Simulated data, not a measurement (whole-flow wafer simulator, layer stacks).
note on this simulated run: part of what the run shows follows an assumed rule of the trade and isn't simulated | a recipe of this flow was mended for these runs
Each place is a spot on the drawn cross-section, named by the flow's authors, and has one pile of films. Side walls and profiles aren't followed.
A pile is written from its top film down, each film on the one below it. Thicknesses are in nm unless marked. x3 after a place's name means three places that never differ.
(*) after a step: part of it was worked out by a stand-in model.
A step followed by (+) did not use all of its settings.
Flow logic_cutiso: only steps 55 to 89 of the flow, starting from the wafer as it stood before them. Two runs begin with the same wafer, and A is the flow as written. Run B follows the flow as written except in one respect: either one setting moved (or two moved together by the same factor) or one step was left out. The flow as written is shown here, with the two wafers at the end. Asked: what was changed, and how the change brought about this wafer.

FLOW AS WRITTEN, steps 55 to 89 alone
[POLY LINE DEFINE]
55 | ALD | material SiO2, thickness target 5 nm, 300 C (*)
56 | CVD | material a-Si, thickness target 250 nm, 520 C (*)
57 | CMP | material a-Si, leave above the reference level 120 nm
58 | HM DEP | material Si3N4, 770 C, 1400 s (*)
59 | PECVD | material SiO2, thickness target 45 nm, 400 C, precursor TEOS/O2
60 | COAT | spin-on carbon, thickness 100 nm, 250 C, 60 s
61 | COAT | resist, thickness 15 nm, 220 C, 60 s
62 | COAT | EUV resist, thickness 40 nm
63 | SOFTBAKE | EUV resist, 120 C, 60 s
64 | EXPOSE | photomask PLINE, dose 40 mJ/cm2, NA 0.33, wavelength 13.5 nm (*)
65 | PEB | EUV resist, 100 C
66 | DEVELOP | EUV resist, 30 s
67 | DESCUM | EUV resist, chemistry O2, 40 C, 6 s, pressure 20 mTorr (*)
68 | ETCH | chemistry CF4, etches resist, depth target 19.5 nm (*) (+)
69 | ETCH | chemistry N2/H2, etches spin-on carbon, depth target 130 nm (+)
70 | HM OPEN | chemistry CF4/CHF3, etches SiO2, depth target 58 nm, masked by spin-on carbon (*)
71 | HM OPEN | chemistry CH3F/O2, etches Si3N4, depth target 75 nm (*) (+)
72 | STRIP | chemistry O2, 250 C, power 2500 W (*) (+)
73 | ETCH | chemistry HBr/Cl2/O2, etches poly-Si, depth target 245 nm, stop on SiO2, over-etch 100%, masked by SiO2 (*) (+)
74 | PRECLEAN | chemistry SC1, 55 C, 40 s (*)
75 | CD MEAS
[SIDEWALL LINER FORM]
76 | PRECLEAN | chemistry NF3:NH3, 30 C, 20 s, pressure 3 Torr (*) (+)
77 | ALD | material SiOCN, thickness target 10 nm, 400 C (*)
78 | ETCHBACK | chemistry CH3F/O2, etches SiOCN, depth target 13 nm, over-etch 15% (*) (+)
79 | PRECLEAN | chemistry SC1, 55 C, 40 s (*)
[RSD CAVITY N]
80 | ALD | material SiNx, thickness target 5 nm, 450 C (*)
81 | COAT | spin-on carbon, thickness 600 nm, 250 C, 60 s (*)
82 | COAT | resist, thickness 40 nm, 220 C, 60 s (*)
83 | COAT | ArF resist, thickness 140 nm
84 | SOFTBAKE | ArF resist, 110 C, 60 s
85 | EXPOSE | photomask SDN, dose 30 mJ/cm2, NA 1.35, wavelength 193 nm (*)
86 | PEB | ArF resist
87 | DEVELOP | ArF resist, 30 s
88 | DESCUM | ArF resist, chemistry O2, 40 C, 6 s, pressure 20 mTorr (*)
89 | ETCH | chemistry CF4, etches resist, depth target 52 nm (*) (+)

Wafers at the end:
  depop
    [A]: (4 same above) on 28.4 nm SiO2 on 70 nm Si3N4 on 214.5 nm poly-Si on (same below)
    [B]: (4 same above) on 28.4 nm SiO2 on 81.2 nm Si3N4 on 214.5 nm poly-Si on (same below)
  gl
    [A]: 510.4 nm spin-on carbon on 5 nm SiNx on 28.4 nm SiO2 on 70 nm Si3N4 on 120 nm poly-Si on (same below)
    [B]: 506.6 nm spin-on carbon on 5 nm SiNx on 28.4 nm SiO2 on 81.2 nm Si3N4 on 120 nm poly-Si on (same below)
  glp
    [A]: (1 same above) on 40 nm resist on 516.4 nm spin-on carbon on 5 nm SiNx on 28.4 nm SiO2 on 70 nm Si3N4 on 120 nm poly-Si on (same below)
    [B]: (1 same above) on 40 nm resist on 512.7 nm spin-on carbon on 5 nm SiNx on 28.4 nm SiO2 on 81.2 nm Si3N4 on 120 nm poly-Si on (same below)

What caused this: step 58, HM DEP: 1624 s was run, though the flow has 1400 s.

Step by step, how the change led to this:
  58 | HM DEP | material Si3N4, 770 C, 1400 s (*)
      gl, glp, gxn and 11 more: A +70 Si3N4 (new film), +120 poly-Si (new film), -120 a-Si (all of it) | B +81.2 Si3N4 (new film), +120 poly-Si (new film), -120 a-Si (all of it)
      depop, dpovl x3, gfld, gxf, iso, lnri: A +70 Si3N4 (new film), +214.5 poly-Si (new film), -214.5 a-Si (all of it) | B +81.2 Si3N4 (new film), +214.5 poly-Si (new film), -214.5 a-Si (all of it)
  71 | HM OPEN | chemistry CH3F/O2, etches Si3N4, depth target 75 nm (*) (+)
      iso, lnr, lnri and 6 more: A -55.2 Si3N4 (all of it), -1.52 poly-Si | B -66.4 Si3N4 (all of it), -0.66 poly-Si
